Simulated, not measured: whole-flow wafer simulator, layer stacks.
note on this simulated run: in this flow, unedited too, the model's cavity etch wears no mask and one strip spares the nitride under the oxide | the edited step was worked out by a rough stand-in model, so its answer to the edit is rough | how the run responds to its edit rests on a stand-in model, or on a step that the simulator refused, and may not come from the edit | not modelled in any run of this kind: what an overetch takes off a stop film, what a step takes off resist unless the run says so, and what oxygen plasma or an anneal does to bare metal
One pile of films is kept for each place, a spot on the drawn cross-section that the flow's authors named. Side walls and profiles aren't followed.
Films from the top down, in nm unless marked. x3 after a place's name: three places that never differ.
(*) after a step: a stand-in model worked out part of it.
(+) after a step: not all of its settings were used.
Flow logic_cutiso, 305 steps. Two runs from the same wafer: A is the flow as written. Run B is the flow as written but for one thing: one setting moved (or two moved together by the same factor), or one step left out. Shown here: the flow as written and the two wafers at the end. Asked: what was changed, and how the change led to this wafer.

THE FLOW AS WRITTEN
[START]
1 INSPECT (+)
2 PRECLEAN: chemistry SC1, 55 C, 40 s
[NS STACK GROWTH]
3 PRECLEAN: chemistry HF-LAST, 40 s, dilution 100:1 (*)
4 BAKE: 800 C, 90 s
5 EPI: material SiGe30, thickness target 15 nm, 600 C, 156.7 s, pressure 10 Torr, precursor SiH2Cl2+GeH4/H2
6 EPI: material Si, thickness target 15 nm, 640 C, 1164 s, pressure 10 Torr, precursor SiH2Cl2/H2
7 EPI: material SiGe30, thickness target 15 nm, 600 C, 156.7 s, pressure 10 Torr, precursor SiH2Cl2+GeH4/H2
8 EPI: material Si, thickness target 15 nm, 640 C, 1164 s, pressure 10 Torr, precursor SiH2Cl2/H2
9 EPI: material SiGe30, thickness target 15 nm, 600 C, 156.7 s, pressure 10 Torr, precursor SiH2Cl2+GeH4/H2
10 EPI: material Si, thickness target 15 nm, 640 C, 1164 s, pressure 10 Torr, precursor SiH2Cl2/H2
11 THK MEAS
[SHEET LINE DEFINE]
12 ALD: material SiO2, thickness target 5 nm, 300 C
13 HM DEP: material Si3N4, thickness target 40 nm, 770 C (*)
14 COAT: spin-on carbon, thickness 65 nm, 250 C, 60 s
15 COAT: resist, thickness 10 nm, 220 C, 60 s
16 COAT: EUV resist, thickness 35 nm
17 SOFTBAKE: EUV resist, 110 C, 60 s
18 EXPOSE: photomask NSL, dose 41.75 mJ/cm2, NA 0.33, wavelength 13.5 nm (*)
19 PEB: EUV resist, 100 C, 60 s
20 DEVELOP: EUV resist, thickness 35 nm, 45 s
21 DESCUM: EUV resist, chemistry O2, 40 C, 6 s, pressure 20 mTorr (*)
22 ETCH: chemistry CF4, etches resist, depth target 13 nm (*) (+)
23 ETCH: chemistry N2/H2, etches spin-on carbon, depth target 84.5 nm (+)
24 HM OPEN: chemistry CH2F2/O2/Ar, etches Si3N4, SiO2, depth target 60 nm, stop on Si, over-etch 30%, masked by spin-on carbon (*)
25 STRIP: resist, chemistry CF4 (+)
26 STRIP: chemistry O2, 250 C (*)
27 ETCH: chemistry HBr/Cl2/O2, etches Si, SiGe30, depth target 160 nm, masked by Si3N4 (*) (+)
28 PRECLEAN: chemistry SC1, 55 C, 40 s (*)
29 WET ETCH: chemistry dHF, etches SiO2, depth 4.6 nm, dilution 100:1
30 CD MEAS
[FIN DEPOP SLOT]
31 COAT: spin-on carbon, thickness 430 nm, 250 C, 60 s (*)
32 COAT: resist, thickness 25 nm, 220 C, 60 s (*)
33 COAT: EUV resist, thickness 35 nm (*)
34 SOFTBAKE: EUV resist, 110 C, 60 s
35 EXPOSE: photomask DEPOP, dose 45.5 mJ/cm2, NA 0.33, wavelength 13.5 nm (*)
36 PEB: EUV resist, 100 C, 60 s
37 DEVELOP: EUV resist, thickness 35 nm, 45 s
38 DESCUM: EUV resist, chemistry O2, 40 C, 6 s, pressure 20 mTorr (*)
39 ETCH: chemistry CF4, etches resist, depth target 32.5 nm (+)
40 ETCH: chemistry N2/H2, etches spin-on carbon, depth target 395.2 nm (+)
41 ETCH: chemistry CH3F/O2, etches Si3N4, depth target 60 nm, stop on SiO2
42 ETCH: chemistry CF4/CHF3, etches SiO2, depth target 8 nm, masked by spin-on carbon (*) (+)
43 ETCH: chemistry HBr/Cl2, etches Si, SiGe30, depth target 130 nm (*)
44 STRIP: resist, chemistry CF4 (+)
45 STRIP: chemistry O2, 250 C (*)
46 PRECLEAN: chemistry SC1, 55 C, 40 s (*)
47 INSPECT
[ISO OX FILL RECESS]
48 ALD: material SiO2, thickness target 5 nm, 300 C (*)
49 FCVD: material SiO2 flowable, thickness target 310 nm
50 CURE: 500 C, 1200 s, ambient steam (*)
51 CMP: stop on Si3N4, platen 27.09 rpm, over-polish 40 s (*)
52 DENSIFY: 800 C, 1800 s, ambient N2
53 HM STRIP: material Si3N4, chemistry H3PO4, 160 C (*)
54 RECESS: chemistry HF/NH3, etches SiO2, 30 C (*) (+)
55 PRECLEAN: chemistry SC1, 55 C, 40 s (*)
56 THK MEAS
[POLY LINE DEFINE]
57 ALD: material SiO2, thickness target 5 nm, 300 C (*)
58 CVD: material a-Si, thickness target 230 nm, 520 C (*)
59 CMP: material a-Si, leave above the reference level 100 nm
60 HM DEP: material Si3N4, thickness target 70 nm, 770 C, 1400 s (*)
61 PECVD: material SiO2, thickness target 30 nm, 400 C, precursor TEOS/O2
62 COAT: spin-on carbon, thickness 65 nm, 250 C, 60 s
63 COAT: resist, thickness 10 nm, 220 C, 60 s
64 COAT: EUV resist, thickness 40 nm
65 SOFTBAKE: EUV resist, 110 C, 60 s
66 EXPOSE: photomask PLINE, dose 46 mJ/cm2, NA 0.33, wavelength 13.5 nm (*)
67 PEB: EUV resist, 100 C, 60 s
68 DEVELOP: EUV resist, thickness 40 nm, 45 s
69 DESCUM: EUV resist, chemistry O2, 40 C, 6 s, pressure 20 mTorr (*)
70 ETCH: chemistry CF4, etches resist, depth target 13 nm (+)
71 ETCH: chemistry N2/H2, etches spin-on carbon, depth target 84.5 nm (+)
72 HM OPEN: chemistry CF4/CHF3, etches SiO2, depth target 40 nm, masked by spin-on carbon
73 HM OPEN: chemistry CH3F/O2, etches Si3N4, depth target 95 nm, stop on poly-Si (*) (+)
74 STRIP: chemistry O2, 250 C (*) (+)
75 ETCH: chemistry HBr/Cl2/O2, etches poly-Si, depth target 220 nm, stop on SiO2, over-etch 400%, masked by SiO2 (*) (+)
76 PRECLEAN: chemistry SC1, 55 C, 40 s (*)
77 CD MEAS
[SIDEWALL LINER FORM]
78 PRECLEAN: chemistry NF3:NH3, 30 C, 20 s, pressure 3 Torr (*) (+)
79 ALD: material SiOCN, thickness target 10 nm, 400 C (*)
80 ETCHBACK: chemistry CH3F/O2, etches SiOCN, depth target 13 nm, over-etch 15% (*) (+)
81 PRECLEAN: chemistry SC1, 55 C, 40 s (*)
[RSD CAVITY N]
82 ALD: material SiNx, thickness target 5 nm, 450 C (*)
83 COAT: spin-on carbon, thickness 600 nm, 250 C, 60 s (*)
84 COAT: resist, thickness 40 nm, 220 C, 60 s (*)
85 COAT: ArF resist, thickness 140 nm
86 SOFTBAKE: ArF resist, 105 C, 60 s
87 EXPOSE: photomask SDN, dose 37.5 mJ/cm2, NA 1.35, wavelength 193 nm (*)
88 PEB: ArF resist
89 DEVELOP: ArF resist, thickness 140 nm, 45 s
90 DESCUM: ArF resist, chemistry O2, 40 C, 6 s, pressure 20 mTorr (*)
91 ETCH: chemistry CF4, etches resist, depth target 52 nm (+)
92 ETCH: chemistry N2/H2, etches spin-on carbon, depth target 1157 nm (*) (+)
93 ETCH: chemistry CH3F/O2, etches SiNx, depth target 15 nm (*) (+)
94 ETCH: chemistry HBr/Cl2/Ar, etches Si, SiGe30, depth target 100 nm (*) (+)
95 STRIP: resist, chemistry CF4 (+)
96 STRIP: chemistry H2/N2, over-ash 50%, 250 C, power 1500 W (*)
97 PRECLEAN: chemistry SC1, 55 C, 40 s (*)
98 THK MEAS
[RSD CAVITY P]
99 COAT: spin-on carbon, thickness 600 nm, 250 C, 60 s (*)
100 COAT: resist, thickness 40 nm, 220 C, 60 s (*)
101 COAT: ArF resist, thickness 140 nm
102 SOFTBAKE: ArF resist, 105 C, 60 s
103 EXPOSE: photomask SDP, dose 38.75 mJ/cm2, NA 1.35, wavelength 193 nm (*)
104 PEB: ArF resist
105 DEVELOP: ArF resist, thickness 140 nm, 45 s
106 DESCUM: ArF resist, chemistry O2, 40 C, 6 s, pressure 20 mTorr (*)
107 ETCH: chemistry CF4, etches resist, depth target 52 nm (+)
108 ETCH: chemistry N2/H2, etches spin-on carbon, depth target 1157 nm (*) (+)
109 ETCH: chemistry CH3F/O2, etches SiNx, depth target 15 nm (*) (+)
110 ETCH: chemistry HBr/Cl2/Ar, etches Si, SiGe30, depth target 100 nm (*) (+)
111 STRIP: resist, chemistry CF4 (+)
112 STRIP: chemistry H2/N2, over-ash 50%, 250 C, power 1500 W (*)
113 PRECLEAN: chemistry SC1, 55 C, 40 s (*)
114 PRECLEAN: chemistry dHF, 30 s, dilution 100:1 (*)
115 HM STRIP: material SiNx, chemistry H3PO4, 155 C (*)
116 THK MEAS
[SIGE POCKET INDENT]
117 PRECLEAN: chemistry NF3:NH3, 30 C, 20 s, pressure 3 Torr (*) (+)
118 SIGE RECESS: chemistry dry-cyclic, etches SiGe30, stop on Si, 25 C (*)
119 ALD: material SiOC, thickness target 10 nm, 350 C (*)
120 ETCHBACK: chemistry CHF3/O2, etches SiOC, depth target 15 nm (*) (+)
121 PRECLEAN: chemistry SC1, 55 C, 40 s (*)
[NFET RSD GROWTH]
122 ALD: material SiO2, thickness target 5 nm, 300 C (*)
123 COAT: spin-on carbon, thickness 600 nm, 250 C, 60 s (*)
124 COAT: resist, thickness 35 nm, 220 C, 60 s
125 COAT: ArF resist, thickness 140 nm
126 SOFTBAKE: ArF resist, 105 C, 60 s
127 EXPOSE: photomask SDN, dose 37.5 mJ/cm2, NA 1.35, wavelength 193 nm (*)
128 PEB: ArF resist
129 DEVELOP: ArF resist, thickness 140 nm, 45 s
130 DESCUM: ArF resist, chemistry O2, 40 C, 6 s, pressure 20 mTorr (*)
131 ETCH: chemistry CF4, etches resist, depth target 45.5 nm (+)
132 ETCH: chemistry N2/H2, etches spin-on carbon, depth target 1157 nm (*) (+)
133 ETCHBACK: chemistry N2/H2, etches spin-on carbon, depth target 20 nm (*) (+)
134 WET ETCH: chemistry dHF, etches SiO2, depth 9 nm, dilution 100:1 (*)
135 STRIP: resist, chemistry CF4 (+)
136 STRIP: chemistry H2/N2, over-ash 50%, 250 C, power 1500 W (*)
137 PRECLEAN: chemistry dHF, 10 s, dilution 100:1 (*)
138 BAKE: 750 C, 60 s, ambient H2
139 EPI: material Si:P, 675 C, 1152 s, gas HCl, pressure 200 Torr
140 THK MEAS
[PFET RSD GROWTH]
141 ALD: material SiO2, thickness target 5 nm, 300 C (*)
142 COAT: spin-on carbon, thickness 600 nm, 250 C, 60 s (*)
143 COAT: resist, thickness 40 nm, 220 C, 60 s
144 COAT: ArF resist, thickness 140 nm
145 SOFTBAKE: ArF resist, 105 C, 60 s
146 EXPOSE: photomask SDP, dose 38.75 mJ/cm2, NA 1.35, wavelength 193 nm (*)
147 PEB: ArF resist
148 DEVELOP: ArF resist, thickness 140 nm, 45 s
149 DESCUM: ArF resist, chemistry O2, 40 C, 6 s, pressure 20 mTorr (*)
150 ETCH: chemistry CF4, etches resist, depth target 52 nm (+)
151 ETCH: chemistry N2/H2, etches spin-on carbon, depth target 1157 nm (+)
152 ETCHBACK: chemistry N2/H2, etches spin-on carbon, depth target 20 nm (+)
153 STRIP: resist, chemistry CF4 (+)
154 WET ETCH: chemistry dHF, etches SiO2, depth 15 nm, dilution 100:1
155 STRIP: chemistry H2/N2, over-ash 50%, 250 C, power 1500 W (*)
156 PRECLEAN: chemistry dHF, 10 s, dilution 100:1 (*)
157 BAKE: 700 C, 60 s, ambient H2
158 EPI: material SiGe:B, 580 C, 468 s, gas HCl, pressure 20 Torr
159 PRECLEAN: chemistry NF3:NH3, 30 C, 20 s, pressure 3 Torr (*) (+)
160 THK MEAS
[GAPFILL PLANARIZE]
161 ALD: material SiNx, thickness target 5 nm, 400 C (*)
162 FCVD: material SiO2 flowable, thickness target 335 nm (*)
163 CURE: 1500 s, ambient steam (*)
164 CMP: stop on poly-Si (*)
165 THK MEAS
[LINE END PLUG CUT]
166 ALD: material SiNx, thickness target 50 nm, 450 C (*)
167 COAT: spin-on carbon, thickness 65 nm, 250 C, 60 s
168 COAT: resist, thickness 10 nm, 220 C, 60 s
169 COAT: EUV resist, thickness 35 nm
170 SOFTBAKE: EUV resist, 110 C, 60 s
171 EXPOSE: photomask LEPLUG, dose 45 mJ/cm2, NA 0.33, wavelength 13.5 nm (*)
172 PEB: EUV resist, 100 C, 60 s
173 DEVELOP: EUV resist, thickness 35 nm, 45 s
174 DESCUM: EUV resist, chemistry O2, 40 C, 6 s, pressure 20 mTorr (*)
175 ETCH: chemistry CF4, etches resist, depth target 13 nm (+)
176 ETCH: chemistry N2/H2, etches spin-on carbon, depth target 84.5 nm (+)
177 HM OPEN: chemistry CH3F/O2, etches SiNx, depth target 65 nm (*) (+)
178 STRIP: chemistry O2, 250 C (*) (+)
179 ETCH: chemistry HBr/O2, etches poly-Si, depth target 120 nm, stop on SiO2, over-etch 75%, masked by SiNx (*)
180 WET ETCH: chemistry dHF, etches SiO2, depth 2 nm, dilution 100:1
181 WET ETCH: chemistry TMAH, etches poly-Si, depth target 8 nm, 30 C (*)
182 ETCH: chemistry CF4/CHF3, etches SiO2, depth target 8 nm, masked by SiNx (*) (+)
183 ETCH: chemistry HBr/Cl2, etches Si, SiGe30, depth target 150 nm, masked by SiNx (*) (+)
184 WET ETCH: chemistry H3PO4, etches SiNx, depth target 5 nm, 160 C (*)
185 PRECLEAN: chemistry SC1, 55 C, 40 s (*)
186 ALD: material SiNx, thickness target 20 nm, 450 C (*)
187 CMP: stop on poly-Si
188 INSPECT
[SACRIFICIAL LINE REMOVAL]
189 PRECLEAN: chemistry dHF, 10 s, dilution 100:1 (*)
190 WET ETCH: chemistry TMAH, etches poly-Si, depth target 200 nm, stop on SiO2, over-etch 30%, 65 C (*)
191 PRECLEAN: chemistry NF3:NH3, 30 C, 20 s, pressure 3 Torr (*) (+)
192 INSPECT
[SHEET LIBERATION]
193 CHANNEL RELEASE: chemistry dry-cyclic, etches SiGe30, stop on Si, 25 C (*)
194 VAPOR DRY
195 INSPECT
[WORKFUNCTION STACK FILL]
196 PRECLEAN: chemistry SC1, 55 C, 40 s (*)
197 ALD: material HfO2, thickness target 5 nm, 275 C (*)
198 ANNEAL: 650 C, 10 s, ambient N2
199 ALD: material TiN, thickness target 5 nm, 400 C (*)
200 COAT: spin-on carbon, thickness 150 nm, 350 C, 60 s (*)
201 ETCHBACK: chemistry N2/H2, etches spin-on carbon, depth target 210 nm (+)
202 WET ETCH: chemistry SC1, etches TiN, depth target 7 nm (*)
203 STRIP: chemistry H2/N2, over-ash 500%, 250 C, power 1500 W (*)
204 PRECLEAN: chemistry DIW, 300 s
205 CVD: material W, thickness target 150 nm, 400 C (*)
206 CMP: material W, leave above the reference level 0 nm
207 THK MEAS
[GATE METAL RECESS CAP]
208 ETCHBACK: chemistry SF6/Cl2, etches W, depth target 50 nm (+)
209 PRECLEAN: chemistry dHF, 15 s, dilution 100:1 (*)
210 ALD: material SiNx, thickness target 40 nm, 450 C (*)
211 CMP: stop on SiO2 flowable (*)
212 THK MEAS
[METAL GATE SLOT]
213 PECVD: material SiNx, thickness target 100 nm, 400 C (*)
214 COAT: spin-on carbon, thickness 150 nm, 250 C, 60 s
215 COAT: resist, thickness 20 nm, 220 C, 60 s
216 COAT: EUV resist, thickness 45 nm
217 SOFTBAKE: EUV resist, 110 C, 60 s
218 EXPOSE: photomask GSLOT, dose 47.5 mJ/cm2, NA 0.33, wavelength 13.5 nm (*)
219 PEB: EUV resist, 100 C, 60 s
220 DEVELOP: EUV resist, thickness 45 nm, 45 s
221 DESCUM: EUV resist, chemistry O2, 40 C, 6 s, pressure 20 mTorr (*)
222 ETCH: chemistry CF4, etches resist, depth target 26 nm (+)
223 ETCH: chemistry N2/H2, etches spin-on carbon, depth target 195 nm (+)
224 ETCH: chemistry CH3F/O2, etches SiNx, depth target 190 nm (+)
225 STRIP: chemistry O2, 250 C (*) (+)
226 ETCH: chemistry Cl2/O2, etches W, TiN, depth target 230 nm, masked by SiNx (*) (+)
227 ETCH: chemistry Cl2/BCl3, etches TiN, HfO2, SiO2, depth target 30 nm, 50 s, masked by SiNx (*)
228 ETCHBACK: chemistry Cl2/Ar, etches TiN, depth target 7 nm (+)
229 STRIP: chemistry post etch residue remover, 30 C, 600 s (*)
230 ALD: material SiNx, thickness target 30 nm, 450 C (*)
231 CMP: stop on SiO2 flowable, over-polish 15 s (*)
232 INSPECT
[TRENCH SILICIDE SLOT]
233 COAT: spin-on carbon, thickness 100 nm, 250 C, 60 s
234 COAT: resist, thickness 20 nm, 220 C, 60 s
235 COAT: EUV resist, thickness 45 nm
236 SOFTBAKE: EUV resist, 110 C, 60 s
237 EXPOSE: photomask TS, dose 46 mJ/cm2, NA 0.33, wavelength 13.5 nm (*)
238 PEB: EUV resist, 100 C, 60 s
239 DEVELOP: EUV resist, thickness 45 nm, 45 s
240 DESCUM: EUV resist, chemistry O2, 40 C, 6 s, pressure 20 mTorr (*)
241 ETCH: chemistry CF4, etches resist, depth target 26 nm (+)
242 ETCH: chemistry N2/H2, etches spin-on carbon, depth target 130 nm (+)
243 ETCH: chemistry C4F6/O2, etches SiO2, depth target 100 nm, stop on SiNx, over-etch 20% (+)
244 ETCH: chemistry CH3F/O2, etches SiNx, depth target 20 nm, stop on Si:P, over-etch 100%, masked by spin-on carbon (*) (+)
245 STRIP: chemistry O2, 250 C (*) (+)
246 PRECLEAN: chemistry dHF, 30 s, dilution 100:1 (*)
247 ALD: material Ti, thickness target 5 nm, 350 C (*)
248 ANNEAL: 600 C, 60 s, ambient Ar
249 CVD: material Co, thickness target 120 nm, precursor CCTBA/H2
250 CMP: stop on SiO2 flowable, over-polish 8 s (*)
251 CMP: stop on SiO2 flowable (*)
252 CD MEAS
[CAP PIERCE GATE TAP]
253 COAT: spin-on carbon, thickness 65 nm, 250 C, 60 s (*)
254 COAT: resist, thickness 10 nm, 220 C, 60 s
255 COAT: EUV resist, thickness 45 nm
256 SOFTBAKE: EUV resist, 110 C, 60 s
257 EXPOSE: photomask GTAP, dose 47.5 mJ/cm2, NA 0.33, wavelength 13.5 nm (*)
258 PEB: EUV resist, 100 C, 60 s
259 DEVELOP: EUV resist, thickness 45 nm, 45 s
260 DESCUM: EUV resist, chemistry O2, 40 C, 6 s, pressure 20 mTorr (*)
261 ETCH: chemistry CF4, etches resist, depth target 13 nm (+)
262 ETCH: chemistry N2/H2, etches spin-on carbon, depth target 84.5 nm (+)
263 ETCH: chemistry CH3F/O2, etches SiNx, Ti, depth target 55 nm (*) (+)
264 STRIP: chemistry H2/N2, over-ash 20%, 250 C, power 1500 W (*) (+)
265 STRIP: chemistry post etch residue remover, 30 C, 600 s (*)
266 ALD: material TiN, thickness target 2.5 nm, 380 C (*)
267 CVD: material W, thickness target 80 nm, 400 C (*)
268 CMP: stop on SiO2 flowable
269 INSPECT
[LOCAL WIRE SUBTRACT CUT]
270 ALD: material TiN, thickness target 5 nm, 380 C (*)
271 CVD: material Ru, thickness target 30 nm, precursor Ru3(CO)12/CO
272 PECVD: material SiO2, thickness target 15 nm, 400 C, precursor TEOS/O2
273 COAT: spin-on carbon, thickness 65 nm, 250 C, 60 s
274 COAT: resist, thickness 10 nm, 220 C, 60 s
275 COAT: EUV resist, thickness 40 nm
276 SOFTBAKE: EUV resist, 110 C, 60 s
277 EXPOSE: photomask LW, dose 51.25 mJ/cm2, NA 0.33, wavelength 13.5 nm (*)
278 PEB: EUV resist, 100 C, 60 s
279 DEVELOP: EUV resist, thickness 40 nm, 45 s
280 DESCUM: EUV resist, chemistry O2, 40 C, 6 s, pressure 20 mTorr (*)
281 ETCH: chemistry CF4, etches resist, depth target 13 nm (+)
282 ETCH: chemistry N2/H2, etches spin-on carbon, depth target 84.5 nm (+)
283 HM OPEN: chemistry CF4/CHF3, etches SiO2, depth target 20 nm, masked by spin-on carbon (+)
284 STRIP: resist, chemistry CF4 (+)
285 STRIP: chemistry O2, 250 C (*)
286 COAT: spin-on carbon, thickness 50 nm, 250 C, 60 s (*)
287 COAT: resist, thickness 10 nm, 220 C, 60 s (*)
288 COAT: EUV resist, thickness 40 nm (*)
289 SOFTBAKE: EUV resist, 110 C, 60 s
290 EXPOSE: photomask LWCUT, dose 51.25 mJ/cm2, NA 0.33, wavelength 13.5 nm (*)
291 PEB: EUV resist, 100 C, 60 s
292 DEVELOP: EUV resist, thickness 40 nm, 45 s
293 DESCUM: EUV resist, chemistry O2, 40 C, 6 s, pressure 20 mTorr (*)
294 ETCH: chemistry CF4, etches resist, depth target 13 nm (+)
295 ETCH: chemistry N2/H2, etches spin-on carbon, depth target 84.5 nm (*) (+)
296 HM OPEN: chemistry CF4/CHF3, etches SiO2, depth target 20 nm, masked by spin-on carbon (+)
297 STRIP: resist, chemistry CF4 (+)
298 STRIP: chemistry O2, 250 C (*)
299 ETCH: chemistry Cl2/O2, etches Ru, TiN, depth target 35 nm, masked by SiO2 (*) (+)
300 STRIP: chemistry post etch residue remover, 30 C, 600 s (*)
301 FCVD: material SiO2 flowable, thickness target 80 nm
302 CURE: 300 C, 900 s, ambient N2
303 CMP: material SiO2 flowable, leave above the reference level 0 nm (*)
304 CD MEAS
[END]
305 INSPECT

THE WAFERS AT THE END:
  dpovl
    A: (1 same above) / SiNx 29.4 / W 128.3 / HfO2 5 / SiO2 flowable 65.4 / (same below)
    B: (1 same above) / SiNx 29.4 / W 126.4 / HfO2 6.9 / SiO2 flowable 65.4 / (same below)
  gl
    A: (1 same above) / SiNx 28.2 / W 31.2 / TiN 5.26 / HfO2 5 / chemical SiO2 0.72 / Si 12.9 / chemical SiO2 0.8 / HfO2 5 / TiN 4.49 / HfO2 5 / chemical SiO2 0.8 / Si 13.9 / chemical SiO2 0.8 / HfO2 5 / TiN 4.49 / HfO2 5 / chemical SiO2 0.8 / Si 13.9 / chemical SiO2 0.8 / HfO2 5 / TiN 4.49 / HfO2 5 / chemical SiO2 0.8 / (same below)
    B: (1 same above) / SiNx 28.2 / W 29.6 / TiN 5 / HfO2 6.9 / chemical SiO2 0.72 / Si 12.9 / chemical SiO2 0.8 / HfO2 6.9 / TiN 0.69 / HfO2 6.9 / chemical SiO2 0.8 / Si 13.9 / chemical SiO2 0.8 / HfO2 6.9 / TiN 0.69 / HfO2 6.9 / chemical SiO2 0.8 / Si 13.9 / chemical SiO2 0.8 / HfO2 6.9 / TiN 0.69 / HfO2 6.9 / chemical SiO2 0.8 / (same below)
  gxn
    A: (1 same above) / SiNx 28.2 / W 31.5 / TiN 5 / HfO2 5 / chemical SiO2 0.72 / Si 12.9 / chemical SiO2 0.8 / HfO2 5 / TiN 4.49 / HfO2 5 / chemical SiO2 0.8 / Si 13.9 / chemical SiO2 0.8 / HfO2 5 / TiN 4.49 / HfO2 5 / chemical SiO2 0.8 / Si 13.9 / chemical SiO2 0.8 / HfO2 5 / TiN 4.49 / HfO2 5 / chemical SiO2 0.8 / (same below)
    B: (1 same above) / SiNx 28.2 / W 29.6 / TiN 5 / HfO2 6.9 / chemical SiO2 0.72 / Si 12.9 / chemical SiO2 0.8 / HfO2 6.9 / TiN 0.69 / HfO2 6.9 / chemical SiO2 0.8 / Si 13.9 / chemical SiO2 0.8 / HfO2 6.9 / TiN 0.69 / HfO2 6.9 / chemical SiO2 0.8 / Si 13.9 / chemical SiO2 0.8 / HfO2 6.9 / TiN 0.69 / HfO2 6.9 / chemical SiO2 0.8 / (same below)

The cause: step 197, ALD: thickness target 6.9 nm was run, where the flow has thickness target 5 nm.
It can be read off the wafer: dpovl has HfO2 6.9, and step 197 as written asks for 5 nm.

How the change led to this, step by step:
  197 ALD: material HfO2, thickness target 5 nm, 275 C (*)
      depop, dpovl, gfld and 12 more: A HfO2 +5 (new film) | B HfO2 +6.9 (new film)
      gl, glp, gxn, gxp, ns, tap: A HfO2 +5 (new film), HfO2 +5 (new film), cavity -10, HfO2 +5 (new film), HfO2 +5 (new film), cavity -10, HfO2 +5 (new film), HfO2 +5 (new film), cavity -10, HfO2 +5 (new film) | B HfO2 +6.9 (new film), HfO2 +6.9 (new film), cavity -13.8, HfO2 +6.9 (new film), HfO2 +6.9 (new film), cavity -13.8, HfO2 +6.9 (new film), HfO2 +6.9 (new film), cavity -13.8, HfO2 +6.9 (new film)
      (and at 1 more place)
  199 ALD: material TiN, thickness target 5 nm, 400 C (*)
      gl, glp, tap: A TiN +5.26 (new film), TiN +4.49 (new film), cavity -4.49 (all of it), TiN +4.49 (new film), cavity -4.49 (all of it), TiN +4.49 (new film), cavity -4.49 (all of it) | B TiN +5 (new film), TiN +0.69 (new film), cavity -0.69 (all of it), TiN +0.69 (new film), cavity -0.69 (all of it), TiN +0.69 (new film), cavity -0.69 (all of it)
      gxn, gxp, ns: A TiN +5 (new film), TiN +4.49 (new film), cavity -4.49 (all of it), TiN +4.49 (new film), cavity -4.49 (all of it), TiN +4.49 (new film), cavity -4.49 (all of it) | B TiN +5 (new film), TiN +0.69 (new film), cavity -0.69 (all of it), TiN +0.69 (new film), cavity -0.69 (all of it), TiN +0.69 (new film), cavity -0.69 (all of it)
      (and at 2 more places)
  200 COAT: spin-on carbon, thickness 150 nm, 350 C, 60 s (*)
      gl, glp: A spin-on carbon +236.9 (new film) | B spin-on carbon +242.1 (new film)
      gxn, gxp: A spin-on carbon +236.9 (new film) | B spin-on carbon +242 (new film)
      (and at 18 more places)
  201 ETCHBACK: chemistry N2/H2, etches spin-on carbon, depth target 210 nm (+)
      lnr, lnrp: A spin-on carbon -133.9 (all of it) | B spin-on carbon -138.8 (all of it)
      rsdn, rsdw: A spin-on carbon -145.8 (all of it) | B spin-on carbon -150.7 (all of it)
      (and at 11 more places)
  203 STRIP: chemistry H2/N2, over-ash 500%, 250 C, power 1500 W (*)
      gl, glp: A spin-on carbon -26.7 (all of it) | B spin-on carbon -32 (all of it)
      gxn, gxp: A spin-on carbon -26.8 (all of it) | B spin-on carbon -31.9 (all of it)
      (and at 3 more places)
  205 CVD: material W, thickness target 150 nm, 400 C (*)
      gxf: A W +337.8 (new film) | B W +248.7 (new film)
  206 CMP: material W, leave above the reference level 0 nm
      lnr, lnri, lnrp, lnrt: A W -150 (all of it), HfO2 -5 (all of it), SiOCN -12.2 | B W -150 (all of it), HfO2 -6.9 (all of it), SiOCN -12.2
      rsdn, rsdp, rsdw, rsdx: A W -162.2 (all of it), HfO2 -5 (all of it) | B W -162.2 (all of it), HfO2 -6.9 (all of it)
      (and at 2 more places)
  226 ETCH: chemistry Cl2/O2, etches W, TiN, depth target 230 nm, masked by SiNx (*) (+)
      gfld: A W -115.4 (all of it), TiN -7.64 (all of it), HfO2 -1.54 | B W -115.4 (all of it), TiN -5.74 (all of it), HfO2 -1.51
  227 ETCH: chemistry Cl2/BCl3, etches TiN, HfO2, SiO2, depth target 30 nm, 50 s, masked by SiNx (*)
      gfld: A HfO2 -3.46 (all of it), SiO2 flowable -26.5 | B HfO2 -5.39 (all of it), SiO2 flowable -24.6
